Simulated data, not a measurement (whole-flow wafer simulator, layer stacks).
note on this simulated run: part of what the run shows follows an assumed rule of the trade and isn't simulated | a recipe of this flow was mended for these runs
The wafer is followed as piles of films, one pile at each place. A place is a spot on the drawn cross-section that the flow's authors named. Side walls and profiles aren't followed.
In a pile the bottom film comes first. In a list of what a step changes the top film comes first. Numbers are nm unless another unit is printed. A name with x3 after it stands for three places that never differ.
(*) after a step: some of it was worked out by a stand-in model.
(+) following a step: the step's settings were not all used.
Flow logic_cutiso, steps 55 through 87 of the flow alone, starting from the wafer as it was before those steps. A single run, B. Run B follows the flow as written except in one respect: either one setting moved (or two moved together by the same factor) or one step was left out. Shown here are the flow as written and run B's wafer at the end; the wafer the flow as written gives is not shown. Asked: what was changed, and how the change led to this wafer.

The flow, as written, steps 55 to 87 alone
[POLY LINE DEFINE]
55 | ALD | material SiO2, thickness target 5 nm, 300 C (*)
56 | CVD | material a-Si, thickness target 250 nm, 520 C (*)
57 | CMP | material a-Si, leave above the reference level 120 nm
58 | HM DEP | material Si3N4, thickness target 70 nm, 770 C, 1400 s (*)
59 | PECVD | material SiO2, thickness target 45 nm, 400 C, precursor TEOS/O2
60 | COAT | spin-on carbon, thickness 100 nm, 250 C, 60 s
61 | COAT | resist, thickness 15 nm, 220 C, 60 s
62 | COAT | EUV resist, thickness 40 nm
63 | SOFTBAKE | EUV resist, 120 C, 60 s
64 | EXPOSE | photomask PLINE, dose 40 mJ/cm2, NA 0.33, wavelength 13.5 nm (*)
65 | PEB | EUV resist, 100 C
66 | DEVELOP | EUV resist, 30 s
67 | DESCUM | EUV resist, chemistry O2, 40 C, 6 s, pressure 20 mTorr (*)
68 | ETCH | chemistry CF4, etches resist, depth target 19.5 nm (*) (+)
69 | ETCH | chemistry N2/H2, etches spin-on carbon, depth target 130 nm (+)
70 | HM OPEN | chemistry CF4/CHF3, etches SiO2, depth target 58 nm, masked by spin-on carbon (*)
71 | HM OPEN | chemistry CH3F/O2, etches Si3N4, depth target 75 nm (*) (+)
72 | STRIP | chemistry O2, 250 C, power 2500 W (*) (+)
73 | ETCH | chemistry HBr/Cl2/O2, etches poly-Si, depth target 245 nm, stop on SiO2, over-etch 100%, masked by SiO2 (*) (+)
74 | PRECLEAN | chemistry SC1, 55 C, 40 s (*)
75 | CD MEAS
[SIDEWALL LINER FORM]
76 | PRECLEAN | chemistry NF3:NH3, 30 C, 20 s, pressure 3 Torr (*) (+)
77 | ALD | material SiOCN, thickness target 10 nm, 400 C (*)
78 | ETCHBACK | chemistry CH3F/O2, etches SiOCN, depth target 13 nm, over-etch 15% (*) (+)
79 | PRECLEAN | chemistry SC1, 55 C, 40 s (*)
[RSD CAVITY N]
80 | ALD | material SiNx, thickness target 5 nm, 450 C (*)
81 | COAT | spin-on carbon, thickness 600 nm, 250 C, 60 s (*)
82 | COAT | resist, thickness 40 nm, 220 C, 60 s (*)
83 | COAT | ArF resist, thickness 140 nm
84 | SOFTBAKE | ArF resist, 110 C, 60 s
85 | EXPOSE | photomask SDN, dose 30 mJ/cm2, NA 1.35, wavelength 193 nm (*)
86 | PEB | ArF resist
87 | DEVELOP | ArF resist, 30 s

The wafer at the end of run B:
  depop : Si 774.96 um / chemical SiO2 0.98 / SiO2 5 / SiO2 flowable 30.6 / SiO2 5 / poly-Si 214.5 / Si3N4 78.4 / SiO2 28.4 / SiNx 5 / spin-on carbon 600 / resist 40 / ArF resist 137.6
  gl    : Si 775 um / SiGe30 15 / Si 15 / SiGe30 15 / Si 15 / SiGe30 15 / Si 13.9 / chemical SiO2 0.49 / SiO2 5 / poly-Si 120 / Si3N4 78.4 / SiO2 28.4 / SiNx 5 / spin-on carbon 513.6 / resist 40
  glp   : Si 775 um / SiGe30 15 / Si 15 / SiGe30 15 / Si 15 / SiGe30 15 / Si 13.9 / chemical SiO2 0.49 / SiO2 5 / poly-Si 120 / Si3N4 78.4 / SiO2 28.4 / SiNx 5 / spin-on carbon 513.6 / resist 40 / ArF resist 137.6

Cause: step 58, HM DEP: thickness target 78.4 nm was run, while the flow as written has thickness target 70 nm; step 58, HM DEP: 1568 s was run, where the flow has 1400 s.
One can read it off the wafer: depop has Si3N4 78.4, and step 58 as written asks for 70 nm.

The path from the change to this, step by step:
  58 | HM DEP | material Si3N4, thickness target 70 nm, 770 C, 1400 s (*)
      gl, glp, gxn and 11 more: Si3N4 gains 78.4 (new film), poly-Si gains 120 (new film), a-Si loses 120 (all of it) (in the flow as written it would be: Si3N4 gains 70 (new film), poly-Si gains 120 (new film), a-Si loses 120 (all of it))
      depop, dpovl x3, gfld, gxf, iso, lnri: Si3N4 gains 78.4 (new film), poly-Si gains 214.5 (new film), a-Si loses 214.5 (all of it) (in the flow as written it would be: Si3N4 gains 70 (new film), poly-Si gains 214.5 (new film), a-Si loses 214.5 (all of it))
  71 | HM OPEN | chemistry CH3F/O2, etches Si3N4, depth target 75 nm (*) (+)
      iso, lnr, lnri and 6 more: Si3N4 loses 63.6 (all of it), poly-Si loses 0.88 (in the flow as written it would be: Si3N4 loses 55.2 (all of it), poly-Si loses 1.52)
